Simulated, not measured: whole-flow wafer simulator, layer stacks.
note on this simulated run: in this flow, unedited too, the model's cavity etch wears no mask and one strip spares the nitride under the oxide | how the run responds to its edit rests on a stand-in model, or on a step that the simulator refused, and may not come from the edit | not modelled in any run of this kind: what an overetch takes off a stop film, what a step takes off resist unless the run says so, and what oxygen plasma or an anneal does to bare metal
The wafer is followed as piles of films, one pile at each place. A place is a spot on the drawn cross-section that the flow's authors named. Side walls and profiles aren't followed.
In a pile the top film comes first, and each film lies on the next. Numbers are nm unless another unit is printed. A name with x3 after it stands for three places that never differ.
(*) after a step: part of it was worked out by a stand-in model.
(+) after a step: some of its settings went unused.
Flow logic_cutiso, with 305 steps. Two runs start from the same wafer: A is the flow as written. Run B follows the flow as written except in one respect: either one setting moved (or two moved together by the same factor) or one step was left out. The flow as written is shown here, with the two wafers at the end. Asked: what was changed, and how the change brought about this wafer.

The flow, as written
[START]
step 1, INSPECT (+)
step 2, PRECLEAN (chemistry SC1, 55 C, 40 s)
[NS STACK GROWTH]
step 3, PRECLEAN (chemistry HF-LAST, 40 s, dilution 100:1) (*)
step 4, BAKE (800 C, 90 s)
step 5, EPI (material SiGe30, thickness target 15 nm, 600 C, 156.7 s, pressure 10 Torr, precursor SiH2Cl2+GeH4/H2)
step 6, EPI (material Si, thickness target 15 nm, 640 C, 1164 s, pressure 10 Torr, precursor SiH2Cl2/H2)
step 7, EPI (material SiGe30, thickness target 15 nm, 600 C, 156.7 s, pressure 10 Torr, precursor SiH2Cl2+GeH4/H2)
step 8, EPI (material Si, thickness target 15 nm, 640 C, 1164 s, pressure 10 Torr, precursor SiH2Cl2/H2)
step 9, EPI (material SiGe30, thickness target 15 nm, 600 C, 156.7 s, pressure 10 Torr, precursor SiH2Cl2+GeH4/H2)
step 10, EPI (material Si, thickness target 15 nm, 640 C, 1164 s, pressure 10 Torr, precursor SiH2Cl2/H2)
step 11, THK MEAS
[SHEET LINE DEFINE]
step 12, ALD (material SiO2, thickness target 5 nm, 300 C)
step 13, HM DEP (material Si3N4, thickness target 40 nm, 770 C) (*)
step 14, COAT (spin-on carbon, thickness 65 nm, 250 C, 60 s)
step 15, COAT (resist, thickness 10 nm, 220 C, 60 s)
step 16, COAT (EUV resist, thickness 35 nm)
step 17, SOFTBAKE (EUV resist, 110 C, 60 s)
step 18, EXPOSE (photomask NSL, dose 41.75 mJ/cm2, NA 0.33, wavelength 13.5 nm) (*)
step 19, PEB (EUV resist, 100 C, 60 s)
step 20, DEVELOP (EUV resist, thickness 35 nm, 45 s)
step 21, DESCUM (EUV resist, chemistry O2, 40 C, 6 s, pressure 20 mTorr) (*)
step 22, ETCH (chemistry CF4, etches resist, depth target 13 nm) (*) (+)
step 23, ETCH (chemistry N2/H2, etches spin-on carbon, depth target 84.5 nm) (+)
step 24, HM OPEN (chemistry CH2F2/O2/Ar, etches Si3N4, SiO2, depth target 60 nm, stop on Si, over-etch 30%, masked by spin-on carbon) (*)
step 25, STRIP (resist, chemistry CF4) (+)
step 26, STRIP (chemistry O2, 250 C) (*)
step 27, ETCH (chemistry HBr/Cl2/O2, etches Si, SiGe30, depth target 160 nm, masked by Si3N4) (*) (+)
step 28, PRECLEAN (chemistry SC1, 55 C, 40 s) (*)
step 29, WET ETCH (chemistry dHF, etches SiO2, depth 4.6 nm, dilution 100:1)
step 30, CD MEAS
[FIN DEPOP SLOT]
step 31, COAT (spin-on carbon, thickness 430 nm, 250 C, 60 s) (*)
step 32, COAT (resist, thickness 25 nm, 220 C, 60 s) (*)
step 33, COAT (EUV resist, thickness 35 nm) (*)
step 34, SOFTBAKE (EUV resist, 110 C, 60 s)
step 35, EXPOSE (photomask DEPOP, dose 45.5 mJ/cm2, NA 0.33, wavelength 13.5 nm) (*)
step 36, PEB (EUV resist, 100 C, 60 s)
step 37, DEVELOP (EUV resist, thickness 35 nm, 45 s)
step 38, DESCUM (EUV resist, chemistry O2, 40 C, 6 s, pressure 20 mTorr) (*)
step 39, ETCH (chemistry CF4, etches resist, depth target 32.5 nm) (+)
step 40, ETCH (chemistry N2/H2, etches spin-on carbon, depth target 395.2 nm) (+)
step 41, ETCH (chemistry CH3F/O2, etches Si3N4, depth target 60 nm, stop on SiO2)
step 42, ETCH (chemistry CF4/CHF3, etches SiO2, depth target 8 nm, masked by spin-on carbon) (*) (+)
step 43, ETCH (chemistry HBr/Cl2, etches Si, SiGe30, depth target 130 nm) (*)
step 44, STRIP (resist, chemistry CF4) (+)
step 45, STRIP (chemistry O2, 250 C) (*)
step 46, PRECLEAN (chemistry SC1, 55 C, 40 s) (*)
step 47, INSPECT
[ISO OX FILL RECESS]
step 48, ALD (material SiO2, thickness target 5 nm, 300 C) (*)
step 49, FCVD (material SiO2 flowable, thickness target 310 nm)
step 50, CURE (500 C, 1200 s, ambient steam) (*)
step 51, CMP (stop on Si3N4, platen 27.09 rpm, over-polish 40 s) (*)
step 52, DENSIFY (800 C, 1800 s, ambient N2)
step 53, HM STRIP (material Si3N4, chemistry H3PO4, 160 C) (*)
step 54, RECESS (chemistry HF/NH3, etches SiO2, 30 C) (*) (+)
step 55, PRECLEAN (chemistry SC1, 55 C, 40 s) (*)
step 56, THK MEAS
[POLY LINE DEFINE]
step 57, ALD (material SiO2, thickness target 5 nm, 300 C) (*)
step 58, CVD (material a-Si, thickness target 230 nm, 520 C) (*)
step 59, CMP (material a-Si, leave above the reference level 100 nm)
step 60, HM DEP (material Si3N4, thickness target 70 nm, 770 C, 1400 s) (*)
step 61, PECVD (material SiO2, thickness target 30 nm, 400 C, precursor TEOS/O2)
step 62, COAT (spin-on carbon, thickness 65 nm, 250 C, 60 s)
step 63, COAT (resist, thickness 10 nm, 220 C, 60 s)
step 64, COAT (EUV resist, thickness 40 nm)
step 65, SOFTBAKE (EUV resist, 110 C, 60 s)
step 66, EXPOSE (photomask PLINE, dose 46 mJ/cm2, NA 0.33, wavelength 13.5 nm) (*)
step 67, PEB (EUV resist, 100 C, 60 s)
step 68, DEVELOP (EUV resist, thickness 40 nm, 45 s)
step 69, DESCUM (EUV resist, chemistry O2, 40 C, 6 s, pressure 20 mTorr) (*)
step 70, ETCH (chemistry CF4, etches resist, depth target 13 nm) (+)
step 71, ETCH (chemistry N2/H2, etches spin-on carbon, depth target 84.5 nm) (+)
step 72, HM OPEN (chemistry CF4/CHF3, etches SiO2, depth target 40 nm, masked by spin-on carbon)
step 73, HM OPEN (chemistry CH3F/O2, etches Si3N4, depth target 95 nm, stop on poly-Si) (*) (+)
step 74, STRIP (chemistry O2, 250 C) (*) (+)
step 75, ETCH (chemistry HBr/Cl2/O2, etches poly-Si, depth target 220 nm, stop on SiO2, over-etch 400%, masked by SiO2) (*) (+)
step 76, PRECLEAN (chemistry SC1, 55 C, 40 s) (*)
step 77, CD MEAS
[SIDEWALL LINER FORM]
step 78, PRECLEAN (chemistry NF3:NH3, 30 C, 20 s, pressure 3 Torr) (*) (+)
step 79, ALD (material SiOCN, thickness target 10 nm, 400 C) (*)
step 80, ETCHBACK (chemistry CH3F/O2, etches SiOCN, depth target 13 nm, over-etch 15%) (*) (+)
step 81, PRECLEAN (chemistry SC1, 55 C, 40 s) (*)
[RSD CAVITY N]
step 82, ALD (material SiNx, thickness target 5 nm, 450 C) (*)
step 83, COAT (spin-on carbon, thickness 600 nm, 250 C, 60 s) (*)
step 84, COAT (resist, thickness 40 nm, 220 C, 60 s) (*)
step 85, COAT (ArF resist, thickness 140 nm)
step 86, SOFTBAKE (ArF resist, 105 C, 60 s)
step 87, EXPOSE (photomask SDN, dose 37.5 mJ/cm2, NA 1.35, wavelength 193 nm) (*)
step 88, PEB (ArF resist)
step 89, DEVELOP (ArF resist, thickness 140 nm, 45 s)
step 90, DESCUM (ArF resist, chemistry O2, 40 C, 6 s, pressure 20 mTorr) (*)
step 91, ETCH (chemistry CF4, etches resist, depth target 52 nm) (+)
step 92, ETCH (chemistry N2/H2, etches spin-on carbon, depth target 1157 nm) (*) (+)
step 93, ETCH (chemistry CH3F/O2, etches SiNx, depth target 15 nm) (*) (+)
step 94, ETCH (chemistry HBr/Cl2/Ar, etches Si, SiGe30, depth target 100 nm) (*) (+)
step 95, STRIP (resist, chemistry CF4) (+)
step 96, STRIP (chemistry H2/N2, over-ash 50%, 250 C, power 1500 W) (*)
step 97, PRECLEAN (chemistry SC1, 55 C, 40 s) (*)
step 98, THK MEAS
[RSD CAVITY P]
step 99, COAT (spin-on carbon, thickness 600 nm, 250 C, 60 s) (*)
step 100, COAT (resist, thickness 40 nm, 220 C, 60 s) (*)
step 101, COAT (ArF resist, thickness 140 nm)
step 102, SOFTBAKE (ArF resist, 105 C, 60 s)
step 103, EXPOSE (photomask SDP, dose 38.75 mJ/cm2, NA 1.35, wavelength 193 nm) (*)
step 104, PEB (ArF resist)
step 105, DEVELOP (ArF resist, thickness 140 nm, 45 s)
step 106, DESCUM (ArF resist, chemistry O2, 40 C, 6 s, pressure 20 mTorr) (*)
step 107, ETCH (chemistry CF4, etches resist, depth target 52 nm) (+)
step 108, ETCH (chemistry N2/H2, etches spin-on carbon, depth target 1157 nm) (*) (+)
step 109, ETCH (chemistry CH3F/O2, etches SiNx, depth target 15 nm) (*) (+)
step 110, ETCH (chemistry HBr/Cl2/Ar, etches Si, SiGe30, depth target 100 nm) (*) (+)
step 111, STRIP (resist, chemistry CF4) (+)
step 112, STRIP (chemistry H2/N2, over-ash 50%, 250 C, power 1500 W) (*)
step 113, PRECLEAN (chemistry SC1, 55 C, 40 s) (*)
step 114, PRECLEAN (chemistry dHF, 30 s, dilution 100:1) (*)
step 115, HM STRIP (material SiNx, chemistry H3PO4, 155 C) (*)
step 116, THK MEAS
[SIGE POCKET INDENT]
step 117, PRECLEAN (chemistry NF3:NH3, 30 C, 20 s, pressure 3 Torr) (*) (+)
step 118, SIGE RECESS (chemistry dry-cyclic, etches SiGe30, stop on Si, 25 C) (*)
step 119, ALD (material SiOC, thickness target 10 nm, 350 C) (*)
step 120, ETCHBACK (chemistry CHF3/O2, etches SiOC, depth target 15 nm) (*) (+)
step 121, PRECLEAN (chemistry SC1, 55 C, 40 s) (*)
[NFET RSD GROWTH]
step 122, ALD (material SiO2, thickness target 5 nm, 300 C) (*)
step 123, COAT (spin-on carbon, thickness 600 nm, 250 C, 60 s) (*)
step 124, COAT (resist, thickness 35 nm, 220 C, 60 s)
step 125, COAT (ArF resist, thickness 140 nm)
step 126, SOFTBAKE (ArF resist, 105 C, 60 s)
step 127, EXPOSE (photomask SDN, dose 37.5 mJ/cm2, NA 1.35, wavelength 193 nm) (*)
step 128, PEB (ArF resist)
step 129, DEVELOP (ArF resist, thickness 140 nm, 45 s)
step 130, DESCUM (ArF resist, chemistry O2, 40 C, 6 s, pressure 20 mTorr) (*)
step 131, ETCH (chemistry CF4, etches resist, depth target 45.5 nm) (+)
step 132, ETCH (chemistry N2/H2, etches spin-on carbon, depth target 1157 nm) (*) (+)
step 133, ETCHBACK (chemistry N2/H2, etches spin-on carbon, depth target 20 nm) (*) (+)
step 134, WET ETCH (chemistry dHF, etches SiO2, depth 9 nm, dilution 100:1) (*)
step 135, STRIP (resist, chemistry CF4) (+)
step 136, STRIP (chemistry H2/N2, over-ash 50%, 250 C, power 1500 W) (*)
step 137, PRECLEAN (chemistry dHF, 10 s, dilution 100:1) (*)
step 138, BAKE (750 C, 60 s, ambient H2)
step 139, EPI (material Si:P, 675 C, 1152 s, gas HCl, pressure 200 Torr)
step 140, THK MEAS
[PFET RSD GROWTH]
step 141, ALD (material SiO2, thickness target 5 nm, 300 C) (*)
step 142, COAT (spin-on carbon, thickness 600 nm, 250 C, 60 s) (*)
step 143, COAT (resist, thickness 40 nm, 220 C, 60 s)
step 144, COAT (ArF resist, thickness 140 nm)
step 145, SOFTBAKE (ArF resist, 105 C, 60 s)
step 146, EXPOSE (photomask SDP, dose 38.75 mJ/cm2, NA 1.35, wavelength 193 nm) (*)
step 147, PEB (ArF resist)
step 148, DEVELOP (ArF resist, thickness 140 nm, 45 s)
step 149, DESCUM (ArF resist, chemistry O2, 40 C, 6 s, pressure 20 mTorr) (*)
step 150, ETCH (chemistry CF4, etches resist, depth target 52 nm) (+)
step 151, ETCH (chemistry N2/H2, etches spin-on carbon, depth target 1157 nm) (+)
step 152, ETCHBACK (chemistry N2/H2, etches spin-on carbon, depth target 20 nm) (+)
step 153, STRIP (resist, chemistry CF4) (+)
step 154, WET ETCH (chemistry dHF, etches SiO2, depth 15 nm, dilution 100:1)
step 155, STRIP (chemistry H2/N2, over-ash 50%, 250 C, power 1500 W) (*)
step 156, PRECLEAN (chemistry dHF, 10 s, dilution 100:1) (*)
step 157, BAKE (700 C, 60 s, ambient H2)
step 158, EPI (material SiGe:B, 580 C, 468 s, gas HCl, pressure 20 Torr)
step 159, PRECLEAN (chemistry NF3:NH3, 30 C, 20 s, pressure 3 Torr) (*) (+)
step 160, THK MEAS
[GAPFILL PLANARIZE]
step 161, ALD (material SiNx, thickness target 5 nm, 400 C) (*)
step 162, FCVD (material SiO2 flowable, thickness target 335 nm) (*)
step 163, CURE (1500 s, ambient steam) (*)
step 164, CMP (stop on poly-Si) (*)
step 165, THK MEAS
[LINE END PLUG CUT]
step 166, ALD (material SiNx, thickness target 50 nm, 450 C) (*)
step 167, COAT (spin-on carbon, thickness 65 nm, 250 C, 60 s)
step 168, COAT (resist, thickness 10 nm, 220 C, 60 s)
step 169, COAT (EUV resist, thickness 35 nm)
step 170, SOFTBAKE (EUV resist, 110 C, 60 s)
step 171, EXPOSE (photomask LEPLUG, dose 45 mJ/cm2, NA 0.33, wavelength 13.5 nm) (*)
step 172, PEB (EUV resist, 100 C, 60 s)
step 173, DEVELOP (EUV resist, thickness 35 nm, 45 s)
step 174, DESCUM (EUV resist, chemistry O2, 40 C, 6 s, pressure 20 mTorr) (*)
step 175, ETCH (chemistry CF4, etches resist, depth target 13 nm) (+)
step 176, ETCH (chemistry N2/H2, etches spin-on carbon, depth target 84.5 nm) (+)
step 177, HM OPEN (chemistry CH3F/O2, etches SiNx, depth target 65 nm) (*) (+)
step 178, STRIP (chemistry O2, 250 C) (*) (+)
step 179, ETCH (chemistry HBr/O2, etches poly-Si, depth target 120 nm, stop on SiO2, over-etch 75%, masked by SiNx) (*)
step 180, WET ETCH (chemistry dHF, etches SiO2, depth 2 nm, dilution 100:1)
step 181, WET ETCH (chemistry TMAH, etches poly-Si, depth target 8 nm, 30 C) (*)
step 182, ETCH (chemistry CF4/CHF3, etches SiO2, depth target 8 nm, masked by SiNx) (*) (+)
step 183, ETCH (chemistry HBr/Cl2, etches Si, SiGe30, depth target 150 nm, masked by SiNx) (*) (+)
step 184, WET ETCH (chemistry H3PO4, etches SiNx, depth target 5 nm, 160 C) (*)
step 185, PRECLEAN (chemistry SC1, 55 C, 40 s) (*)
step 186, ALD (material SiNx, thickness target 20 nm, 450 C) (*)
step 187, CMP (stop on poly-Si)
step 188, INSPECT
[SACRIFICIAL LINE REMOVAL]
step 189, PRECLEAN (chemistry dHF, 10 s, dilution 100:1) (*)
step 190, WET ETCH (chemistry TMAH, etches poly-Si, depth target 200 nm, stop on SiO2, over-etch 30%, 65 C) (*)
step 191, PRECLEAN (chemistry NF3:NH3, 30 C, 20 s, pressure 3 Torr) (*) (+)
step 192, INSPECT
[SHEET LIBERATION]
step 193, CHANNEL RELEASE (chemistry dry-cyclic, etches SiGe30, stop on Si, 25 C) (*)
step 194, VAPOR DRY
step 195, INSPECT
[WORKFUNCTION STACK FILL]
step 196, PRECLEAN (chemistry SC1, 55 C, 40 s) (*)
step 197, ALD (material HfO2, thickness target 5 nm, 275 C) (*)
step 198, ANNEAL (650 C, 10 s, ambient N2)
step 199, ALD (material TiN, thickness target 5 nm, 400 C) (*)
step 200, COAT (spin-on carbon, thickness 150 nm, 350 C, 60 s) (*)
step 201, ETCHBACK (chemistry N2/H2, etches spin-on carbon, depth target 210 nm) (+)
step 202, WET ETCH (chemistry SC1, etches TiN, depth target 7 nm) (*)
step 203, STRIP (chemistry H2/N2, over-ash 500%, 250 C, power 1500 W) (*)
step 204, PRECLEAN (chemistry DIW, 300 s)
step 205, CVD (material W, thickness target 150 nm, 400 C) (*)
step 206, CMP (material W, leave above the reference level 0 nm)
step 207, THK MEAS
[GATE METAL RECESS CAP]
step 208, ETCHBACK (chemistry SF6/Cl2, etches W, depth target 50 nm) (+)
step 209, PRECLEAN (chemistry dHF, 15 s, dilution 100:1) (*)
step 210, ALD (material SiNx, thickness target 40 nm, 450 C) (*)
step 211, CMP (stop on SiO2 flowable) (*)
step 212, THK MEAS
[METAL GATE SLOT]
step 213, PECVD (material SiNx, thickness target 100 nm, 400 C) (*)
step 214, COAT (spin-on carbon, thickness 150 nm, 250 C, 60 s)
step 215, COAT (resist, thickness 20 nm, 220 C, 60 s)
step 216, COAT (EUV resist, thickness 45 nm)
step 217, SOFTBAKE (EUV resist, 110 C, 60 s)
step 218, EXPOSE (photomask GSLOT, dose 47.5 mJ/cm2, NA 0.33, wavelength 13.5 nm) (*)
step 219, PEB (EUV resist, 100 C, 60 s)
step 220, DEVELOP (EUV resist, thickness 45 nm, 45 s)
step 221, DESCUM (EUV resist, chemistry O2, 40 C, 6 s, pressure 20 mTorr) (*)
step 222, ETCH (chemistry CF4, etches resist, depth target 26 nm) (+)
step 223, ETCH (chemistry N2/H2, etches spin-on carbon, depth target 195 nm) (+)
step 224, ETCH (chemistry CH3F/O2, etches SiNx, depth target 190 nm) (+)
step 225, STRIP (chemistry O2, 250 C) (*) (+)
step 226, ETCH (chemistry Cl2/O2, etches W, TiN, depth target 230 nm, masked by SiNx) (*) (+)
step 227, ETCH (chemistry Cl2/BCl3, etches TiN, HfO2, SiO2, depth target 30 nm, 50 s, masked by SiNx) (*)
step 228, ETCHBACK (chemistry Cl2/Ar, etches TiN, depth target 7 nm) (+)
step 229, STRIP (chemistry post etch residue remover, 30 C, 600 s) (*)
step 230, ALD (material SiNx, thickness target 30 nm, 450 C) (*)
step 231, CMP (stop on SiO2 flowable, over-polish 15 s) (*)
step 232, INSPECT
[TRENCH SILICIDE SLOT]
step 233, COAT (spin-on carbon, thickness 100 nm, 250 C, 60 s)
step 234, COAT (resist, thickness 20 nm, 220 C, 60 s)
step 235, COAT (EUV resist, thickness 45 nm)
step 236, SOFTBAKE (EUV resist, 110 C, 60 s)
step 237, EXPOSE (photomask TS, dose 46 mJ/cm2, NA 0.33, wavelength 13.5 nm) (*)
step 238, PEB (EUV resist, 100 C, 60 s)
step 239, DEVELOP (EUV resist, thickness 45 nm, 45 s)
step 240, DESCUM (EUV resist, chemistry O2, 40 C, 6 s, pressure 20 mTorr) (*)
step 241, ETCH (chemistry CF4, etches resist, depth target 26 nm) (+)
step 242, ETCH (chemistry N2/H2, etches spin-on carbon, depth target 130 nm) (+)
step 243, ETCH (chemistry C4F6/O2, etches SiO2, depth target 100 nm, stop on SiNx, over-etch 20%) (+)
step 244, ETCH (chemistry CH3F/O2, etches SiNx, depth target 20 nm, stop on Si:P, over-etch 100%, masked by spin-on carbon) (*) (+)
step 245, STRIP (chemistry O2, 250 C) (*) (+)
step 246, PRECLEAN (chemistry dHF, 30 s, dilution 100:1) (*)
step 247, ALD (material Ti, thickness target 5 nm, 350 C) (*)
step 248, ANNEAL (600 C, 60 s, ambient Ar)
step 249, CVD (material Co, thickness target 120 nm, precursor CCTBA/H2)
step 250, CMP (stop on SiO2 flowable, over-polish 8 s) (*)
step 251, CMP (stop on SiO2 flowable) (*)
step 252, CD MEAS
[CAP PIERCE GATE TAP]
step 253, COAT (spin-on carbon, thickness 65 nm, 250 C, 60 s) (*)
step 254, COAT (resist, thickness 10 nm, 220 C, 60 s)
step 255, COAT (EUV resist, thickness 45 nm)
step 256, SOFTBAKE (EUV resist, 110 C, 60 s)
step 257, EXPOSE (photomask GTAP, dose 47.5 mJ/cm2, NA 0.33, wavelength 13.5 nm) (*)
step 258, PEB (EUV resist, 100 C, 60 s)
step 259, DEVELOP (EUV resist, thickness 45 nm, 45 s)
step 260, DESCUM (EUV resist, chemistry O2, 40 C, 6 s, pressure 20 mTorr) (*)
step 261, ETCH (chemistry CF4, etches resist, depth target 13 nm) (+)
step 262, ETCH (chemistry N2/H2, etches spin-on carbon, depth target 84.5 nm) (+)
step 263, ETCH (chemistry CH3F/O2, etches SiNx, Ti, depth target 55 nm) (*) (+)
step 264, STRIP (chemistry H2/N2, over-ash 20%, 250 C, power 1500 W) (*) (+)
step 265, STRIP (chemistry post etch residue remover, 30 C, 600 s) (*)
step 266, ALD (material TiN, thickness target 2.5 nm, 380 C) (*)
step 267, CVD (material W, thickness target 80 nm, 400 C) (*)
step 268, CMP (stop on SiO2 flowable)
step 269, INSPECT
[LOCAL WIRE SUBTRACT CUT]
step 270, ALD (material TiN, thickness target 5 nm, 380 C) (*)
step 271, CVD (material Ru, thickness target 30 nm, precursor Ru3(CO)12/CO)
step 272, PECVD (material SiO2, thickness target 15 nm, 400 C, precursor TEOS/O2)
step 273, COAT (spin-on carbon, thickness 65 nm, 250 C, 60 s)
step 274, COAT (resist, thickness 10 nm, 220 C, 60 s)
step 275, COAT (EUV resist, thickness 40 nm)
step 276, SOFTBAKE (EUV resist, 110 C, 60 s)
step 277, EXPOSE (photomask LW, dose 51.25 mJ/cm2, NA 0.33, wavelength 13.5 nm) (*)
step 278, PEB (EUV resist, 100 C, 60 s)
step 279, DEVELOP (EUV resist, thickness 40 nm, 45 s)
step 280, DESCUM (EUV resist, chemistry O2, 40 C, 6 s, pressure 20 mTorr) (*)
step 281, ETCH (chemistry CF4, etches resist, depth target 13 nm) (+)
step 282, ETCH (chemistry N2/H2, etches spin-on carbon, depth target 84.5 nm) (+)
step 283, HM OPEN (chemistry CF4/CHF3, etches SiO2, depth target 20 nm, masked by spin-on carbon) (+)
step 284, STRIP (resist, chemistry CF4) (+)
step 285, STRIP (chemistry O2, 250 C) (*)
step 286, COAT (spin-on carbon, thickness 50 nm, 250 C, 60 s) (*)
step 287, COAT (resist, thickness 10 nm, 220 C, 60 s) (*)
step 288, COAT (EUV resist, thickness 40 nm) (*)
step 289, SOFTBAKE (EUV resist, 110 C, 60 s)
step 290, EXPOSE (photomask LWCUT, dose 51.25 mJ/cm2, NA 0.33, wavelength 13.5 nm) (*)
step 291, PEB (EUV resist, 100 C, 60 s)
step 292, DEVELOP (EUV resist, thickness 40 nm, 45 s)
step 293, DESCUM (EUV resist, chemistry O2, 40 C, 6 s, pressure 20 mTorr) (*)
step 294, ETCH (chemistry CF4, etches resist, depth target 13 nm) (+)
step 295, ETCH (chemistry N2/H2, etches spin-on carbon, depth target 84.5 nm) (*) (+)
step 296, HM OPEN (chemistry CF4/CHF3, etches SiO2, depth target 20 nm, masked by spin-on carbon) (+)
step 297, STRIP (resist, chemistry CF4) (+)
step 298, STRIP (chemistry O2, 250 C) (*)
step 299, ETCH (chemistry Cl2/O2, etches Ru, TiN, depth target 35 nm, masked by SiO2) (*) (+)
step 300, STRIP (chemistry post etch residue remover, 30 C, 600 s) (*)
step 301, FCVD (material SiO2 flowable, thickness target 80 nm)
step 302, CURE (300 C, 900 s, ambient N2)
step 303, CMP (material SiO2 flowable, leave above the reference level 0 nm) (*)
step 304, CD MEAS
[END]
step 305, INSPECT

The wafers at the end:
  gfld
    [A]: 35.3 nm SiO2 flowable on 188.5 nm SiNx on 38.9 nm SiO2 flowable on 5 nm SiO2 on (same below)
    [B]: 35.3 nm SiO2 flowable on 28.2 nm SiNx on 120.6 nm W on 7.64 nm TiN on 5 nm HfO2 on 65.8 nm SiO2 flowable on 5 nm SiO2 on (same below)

Cause: step 224, ETCH: depth target 76 nm was run, though the flow has depth target 190 nm.

The path from the change to this, step by step:
  step 224, ETCH (chemistry CH3F/O2, etches SiNx, depth target 190 nm) (+)
      gfld: A -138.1 SiNx (all of it), -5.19 W | B -76 SiNx
      depop, dpovl, gl and 18 more: A -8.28 resist (all of it), -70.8 spin-on carbon | B -8.28 resist (all of it), -16.5 spin-on carbon
  step 225, STRIP (chemistry O2, 250 C) (*) (+)
      gl, glp, gxf and 11 more: A -79.3 spin-on carbon (all of it) | B -133.5 spin-on carbon (all of it)
      depop, dpovl, isow, ns, nsgap, rsdn, rsdx: A -79.2 spin-on carbon (all of it) | B -133.5 spin-on carbon (all of it)
  step 226, ETCH (chemistry Cl2/O2, etches W, TiN, depth target 230 nm, masked by SiNx) (*) (+)
      depop, dpovl, gl and 18 more: A -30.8 SiNx | B nothing
      gfld: A -115.4 W (all of it), -7.64 TiN (all of it), -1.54 HfO2 | B nothing
  step 227, ETCH (chemistry Cl2/BCl3, etches TiN, HfO2, SiO2, depth target 30 nm, 50 s, masked by SiNx) (*)
      gfld: A -3.46 HfO2 (all of it), -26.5 SiO2 flowable | B -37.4 SiNx
  step 228, ETCHBACK (chemistry Cl2/Ar, etches TiN, depth target 7 nm) (+)
      gfld: A -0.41 SiO2 flowable | B -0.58 SiNx
  step 230, ALD (material SiNx, thickness target 30 nm, 450 C) (*)
      gfld: A +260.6 SiNx (new film) | B +107.4 SiNx
  step 231, CMP (stop on SiO2 flowable, over-polish 15 s) (*)
      depop, dpovl, gfld and 10 more: A -62.7 SiNx | B -93.5 SiNx
      lnr, lnri, lnrp, lnrt: A -61 SiNx (all of it), -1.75 SiOCN | B -91.7 SiNx (all of it), -1.75 SiOCN
      (as well as at 5 more places)
If metal films that touch count as one body, gfld has 1 body; the flow as written gives 0 bodies.
